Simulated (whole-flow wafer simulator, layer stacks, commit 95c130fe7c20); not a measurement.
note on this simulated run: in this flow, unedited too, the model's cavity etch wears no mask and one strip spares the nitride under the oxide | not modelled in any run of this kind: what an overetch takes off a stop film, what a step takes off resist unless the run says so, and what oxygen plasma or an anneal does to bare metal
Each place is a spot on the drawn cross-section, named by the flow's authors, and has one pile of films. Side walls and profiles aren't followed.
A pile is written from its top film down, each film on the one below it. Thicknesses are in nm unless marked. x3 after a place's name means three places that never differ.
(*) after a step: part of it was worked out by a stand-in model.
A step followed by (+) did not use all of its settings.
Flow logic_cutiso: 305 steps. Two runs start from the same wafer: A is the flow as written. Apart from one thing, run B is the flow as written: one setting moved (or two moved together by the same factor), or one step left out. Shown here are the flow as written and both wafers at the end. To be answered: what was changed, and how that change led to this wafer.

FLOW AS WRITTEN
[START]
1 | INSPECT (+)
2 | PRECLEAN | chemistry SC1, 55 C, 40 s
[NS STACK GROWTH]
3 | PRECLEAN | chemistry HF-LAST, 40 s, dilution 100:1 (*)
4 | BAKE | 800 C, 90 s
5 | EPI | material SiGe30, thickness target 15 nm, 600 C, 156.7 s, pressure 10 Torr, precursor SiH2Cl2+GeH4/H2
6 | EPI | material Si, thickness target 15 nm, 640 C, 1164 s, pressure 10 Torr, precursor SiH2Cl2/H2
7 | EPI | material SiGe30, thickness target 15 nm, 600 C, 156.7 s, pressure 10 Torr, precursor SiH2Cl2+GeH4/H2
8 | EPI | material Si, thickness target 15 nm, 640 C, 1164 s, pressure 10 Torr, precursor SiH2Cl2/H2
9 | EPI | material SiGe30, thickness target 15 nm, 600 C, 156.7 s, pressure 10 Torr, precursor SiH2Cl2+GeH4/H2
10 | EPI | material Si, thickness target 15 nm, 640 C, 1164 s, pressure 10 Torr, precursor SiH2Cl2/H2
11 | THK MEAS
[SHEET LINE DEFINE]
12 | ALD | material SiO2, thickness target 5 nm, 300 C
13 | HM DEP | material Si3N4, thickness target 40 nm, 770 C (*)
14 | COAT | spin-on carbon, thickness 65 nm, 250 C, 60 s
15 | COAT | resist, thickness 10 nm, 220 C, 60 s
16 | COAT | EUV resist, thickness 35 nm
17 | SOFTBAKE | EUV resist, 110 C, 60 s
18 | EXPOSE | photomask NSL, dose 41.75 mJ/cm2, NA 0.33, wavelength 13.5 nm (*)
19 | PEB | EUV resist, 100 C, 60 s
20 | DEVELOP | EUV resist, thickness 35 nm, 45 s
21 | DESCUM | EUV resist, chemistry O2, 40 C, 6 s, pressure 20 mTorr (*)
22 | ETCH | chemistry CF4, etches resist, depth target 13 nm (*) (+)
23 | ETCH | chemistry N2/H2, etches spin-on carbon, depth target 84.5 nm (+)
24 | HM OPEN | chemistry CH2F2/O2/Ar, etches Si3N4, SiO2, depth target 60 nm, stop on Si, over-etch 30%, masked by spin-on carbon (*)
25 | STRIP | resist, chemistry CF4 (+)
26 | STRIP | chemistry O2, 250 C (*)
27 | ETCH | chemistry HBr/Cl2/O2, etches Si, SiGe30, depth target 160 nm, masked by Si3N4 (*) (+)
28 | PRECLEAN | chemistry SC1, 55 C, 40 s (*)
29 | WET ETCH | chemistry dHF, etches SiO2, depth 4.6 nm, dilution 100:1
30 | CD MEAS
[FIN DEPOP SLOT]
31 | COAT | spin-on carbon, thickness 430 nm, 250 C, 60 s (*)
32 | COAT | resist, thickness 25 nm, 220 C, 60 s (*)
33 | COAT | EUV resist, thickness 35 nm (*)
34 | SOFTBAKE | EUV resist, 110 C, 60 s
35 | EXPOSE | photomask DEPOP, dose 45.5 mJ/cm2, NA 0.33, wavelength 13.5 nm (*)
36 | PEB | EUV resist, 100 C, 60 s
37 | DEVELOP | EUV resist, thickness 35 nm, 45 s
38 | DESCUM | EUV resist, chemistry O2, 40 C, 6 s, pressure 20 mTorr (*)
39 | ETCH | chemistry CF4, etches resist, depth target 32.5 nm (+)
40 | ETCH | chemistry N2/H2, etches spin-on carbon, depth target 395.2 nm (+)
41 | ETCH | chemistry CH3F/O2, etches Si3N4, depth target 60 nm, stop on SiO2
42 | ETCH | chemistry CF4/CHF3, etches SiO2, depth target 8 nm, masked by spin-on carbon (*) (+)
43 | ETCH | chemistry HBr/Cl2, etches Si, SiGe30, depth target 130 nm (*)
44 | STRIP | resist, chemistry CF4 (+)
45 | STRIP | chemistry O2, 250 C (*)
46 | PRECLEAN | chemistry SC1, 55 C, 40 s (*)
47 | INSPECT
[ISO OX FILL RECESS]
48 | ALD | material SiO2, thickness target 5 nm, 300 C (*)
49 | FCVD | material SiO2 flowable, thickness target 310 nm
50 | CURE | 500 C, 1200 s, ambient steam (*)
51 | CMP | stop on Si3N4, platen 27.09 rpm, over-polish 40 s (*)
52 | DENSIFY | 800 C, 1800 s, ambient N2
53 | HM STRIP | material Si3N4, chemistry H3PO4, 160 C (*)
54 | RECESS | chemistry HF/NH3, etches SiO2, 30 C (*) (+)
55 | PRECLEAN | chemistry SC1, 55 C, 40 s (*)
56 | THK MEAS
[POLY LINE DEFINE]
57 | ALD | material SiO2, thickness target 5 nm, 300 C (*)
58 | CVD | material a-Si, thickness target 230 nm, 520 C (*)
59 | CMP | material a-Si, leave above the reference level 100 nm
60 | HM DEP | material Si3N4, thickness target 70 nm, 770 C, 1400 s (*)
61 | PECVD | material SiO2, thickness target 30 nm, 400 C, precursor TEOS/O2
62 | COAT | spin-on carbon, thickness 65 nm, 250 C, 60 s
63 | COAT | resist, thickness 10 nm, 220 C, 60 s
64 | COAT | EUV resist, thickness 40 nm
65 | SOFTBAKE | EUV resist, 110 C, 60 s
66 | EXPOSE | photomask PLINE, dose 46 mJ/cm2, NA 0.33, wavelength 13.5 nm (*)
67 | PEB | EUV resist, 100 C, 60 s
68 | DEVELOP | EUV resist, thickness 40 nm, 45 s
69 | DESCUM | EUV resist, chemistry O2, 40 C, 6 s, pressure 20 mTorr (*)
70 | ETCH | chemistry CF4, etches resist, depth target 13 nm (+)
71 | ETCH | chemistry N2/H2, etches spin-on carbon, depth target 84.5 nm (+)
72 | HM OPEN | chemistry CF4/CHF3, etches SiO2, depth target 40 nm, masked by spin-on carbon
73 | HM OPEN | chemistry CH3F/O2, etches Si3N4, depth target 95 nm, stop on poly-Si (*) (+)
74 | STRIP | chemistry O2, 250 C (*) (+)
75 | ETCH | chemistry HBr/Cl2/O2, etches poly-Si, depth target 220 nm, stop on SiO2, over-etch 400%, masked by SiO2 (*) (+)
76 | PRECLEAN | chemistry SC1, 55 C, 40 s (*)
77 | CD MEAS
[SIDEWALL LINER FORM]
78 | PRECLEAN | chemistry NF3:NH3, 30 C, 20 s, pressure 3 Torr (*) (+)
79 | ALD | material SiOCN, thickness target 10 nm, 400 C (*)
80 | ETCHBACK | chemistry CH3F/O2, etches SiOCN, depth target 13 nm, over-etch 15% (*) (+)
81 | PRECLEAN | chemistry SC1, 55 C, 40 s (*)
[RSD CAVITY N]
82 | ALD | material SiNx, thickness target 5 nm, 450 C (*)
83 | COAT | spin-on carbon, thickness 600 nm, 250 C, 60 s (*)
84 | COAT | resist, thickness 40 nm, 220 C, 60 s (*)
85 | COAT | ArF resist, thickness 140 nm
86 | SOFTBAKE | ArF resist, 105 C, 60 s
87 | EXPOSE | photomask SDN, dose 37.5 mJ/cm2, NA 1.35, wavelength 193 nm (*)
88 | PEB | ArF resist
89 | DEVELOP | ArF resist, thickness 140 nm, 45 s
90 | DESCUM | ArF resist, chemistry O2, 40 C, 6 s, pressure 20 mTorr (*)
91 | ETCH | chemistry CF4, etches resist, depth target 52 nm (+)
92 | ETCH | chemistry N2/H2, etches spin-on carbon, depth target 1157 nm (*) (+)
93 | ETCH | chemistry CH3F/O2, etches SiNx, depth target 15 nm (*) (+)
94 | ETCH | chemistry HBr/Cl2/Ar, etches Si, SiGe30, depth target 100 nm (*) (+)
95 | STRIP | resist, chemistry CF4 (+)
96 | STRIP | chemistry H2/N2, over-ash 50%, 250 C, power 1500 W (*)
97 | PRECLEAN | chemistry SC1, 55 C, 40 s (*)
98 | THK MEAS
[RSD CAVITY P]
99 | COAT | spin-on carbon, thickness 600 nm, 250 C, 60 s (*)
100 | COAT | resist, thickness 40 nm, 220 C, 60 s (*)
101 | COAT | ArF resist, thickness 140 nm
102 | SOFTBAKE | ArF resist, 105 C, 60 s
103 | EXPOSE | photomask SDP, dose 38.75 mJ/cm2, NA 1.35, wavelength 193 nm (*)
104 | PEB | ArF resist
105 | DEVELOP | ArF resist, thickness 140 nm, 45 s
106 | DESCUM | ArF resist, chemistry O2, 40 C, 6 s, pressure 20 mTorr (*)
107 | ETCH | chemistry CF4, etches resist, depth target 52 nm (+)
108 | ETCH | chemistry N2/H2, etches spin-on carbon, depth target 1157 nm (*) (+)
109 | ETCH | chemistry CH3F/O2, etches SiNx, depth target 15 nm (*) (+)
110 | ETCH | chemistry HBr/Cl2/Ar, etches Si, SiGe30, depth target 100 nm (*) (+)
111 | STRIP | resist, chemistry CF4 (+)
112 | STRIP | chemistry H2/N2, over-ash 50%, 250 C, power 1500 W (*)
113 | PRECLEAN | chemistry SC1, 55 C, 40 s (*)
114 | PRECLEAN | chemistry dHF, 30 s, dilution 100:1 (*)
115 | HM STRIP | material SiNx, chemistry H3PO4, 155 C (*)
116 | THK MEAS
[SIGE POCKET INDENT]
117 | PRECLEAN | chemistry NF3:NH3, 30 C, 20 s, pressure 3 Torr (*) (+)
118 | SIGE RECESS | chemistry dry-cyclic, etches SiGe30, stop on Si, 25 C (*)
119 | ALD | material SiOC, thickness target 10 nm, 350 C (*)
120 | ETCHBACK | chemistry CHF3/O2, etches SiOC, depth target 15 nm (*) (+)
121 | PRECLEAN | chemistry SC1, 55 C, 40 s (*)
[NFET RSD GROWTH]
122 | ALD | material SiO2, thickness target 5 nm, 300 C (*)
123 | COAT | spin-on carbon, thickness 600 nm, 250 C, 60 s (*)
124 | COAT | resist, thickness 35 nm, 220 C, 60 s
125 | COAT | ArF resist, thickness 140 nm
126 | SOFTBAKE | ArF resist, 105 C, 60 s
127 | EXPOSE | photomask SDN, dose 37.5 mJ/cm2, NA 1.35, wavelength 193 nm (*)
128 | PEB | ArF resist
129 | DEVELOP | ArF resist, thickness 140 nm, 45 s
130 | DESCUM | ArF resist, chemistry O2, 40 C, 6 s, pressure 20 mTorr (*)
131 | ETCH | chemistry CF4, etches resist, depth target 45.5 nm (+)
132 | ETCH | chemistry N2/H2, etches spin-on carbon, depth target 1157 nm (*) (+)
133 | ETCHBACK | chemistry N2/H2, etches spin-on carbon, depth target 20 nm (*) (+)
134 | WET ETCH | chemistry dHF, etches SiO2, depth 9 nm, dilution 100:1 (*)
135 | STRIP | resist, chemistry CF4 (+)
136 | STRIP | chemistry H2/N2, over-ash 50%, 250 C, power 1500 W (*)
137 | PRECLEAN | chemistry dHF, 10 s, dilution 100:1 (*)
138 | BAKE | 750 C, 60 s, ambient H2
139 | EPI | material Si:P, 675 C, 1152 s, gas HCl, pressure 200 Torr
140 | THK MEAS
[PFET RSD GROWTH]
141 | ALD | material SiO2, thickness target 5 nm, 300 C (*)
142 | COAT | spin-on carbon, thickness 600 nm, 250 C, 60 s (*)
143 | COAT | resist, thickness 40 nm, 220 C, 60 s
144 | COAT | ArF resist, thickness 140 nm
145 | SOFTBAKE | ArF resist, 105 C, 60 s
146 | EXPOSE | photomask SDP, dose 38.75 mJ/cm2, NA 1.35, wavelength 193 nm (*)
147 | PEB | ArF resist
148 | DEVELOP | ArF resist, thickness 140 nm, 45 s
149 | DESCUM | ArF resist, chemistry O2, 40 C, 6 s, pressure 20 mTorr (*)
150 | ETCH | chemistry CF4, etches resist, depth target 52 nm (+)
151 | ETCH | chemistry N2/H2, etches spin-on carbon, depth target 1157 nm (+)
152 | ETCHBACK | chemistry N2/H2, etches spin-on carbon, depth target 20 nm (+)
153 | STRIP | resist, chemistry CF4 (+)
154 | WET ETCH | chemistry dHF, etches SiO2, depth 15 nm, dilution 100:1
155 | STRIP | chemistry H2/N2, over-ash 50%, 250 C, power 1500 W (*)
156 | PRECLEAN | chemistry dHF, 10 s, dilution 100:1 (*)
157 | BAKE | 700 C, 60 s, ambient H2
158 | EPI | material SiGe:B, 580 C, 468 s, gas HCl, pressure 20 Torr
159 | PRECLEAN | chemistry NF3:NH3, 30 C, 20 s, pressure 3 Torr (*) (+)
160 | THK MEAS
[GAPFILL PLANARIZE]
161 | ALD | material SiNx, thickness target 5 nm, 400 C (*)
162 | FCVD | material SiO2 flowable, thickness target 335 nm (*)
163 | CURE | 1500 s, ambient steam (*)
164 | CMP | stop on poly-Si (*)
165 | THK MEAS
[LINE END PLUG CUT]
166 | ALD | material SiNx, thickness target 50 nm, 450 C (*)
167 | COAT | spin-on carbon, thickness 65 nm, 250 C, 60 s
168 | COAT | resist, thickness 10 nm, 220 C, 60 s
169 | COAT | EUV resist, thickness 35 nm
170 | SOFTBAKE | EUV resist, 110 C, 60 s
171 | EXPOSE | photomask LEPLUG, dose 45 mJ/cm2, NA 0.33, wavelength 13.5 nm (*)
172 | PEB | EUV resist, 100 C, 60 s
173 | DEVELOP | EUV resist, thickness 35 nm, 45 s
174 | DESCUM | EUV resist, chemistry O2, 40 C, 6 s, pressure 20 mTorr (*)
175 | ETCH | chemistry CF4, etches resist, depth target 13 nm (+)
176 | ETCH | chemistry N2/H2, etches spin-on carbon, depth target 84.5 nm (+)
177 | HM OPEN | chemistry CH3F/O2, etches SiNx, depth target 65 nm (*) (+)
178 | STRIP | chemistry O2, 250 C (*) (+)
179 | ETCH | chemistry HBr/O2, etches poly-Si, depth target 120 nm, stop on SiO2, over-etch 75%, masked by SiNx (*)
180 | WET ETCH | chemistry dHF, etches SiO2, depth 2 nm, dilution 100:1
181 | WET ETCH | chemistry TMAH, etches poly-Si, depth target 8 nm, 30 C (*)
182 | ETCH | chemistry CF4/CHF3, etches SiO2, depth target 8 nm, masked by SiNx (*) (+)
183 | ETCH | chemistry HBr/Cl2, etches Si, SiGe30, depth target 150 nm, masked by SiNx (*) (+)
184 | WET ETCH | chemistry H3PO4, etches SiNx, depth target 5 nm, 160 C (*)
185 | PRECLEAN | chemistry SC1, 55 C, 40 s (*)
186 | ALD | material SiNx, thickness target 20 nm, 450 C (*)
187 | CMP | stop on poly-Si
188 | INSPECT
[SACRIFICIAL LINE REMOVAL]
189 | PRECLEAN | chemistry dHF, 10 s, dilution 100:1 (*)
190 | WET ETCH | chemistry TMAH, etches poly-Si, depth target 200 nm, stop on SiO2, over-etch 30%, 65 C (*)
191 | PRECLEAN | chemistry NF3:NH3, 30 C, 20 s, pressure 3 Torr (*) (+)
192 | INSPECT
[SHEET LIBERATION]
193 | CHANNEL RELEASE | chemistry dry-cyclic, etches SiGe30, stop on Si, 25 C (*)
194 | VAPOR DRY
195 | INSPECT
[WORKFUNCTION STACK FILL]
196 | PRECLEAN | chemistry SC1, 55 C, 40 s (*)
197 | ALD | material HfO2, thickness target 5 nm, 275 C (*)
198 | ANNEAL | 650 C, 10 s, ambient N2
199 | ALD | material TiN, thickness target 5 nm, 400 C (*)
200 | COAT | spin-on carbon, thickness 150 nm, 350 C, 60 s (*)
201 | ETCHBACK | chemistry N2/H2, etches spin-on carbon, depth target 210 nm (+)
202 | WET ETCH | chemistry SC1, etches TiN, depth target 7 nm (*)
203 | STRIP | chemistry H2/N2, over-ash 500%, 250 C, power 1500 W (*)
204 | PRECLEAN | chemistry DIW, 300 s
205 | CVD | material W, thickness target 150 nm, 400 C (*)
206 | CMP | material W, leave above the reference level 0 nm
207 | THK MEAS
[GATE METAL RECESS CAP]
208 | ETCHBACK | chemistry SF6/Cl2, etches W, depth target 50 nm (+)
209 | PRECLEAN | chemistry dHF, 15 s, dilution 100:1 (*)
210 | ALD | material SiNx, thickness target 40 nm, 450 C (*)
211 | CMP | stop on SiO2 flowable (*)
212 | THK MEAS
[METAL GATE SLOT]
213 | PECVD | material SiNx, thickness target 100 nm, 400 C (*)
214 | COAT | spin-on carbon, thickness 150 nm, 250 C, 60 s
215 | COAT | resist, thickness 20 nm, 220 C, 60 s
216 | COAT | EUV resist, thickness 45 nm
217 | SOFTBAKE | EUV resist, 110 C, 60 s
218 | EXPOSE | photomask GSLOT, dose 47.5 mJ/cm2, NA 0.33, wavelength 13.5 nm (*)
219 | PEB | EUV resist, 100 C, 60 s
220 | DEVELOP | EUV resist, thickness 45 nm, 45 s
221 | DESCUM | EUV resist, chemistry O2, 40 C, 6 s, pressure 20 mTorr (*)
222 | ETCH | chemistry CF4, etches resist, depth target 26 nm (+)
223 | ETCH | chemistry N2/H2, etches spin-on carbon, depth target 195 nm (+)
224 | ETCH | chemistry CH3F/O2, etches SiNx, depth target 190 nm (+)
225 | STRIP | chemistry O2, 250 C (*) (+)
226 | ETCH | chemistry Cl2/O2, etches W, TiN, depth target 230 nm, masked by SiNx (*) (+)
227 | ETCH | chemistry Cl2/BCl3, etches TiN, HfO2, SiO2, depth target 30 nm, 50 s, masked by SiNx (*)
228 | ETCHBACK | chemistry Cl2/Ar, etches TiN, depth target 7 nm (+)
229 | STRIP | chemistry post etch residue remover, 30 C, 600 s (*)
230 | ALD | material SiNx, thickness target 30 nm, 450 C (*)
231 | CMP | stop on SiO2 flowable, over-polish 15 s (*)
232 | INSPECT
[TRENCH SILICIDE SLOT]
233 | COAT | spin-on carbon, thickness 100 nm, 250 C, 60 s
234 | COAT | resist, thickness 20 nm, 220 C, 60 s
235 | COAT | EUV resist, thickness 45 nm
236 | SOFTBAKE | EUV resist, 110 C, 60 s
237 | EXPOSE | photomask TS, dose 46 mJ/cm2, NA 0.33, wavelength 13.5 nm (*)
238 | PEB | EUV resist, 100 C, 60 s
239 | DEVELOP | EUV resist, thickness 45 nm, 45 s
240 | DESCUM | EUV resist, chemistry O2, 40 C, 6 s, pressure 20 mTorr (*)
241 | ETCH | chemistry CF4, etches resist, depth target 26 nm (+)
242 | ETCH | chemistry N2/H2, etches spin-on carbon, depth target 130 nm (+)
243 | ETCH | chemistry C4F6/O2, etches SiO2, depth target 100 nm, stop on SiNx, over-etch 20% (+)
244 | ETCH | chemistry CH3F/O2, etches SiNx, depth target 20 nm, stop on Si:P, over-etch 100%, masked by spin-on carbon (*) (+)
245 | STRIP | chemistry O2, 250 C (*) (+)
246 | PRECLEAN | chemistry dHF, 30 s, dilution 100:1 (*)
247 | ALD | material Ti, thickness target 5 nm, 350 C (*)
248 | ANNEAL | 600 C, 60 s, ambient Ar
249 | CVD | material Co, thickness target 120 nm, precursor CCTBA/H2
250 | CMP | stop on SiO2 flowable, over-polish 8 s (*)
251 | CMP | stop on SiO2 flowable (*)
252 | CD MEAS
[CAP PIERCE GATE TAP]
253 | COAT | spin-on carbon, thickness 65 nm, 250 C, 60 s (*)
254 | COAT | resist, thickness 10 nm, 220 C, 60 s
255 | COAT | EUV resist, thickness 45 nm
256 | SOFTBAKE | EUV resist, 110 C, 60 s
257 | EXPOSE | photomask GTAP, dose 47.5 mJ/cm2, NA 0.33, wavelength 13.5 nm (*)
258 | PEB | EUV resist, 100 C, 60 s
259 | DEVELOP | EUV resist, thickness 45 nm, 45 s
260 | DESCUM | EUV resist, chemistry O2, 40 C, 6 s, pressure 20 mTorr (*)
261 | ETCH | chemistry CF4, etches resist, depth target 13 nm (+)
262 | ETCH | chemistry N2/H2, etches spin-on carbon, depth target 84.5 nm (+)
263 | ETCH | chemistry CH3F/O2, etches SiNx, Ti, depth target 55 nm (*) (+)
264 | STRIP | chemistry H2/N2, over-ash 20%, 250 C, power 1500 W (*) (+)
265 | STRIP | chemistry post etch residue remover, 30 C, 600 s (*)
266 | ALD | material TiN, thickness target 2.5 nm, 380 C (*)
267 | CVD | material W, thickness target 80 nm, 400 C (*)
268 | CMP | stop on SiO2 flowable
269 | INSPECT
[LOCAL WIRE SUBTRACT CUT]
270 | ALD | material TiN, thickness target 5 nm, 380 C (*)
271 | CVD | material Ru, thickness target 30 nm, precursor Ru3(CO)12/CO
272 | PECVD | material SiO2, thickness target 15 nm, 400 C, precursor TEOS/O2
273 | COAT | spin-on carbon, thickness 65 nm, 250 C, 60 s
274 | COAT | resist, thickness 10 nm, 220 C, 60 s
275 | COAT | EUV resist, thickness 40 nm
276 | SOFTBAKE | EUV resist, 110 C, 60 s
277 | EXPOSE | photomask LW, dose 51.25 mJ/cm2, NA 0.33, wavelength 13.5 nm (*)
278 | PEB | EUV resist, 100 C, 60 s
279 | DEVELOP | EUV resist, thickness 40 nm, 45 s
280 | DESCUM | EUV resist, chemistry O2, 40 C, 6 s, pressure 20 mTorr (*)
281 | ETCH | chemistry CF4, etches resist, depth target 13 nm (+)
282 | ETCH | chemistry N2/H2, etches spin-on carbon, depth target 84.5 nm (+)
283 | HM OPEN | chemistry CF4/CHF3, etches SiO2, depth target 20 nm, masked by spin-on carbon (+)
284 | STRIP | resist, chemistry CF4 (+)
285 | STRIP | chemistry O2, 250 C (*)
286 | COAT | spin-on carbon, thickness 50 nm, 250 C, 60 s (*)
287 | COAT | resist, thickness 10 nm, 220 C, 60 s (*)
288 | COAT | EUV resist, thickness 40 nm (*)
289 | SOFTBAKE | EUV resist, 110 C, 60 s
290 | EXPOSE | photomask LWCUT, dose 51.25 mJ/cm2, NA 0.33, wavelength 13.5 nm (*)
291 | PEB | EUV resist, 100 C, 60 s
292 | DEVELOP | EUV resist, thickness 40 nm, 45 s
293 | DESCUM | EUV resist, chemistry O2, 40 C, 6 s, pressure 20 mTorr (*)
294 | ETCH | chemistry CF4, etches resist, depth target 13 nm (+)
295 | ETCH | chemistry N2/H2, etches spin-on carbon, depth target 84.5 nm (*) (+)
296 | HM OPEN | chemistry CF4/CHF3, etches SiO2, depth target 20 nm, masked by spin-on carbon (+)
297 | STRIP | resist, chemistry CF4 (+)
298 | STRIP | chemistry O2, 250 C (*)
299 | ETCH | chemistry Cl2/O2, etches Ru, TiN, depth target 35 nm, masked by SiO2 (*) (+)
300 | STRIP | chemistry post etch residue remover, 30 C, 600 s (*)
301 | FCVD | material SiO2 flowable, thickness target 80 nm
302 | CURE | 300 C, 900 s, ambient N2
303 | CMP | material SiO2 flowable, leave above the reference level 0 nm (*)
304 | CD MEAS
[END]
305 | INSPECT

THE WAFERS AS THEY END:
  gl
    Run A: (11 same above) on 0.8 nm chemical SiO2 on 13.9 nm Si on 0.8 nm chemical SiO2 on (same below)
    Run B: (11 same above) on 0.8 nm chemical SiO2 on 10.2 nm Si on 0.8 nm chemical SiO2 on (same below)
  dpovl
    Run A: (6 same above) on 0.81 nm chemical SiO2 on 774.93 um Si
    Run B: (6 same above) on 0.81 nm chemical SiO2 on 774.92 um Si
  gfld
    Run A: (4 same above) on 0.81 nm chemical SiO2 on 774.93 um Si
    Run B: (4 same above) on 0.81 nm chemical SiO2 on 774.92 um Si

Cause: step 8, EPI: thickness target 11.2 nm was run, though the flow has thickness target 15 nm; step 8, EPI: 873.3 s was run, where the flow has 1164 s.

How this came from the change, step by step:
  8 | EPI | material Si, thickness target 15 nm, 640 C, 1164 s, pressure 10 Torr, precursor SiH2Cl2/H2
      depop, dpovl, gfld and 19 more: A +15 Si (new film) | B +11.3 Si (new film)
  27 | ETCH | chemistry HBr/Cl2/O2, etches Si, SiGe30, depth target 160 nm, masked by Si3N4 (*) (+)
      gfld, gxf, iso, lnri: A -0.79 chemical SiO2 (all of it), -11.4 Si (all of it), -15 SiGe30 (all of it), -15 Si (all of it), -15 SiGe30 (all of it), -15 Si (all of it), -15 SiGe30 (all of it), -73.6 Si | B -0.79 chemical SiO2 (all of it), -11.4 Si (all of it), -15 SiGe30 (all of it), -11.3 Si (all of it), -15 SiGe30 (all of it), -15 Si (all of it), -15 SiGe30 (all of it), -77.4 Si
      dpovl, nsgap: A -0.79 chemical SiO2 (all of it), -11.8 Si (all of it), -15 SiGe30 (all of it), -15 Si (all of it), -15 SiGe30 (all of it), -15 Si (all of it), -15 SiGe30 (all of it), -73.2 Si | B -0.79 chemical SiO2 (all of it), -11.8 Si (all of it), -15 SiGe30 (all of it), -11.3 Si (all of it), -15 SiGe30 (all of it), -15 Si (all of it), -15 SiGe30 (all of it), -77 Si
      (as well as at 1 more place)
  43 | ETCH | chemistry HBr/Cl2, etches Si, SiGe30, depth target 130 nm (*)
      depop: A -14 Si (all of it), -15 SiGe30 (all of it), -15 Si (all of it), -15 SiGe30 (all of it), -15 Si (all of it), -15 SiGe30 (all of it), -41 Si | B -14 Si (all of it), -15 SiGe30 (all of it), -11.3 Si (all of it), -15 SiGe30 (all of it), -15 Si (all of it), -15 SiGe30 (all of it), -44.7 Si
  94 | ETCH | chemistry HBr/Cl2/Ar, etches Si, SiGe30, depth target 100 nm (*) (+)
      rsdn, rsdx: A -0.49 chemical SiO2 (all of it), -12.8 Si (all of it), -15 SiGe30 (all of it), -15 Si (all of it), -15 SiGe30 (all of it), -15 Si (all of it), -15 SiGe30 (all of it), -12.2 Si | B -0.49 chemical SiO2 (all of it), -12.8 Si (all of it), -15 SiGe30 (all of it), -11.3 Si (all of it), -15 SiGe30 (all of it), -15 Si (all of it), -15 SiGe30 (all of it), -15.9 Si
  110 | ETCH | chemistry HBr/Cl2/Ar, etches Si, SiGe30, depth target 100 nm (*) (+)
      rsdp, rsdw: A -0.49 chemical SiO2 (all of it), -12.8 Si (all of it), -15 SiGe30 (all of it), -15 Si (all of it), -15 SiGe30 (all of it), -15 Si (all of it), -15 SiGe30 (all of it), -12.2 Si | B -0.49 chemical SiO2 (all of it), -12.8 Si (all of it), -15 SiGe30 (all of it), -11.3 Si (all of it), -15 SiGe30 (all of it), -15 Si (all of it), -15 SiGe30 (all of it), -15.9 Si
  183 | ETCH | chemistry HBr/Cl2, etches Si, SiGe30, depth target 150 nm, masked by SiNx (*) (+)
      plug: A -13.6 Si (all of it), -15 SiGe30 (all of it), -15 Si (all of it), -15 SiGe30 (all of it), -15 Si (all of it), -15 SiGe30 (all of it), -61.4 Si | B -13.6 Si (all of it), -15 SiGe30 (all of it), -11.3 Si (all of it), -15 SiGe30 (all of it), -15 Si (all of it), -15 SiGe30 (all of it), -65.2 Si
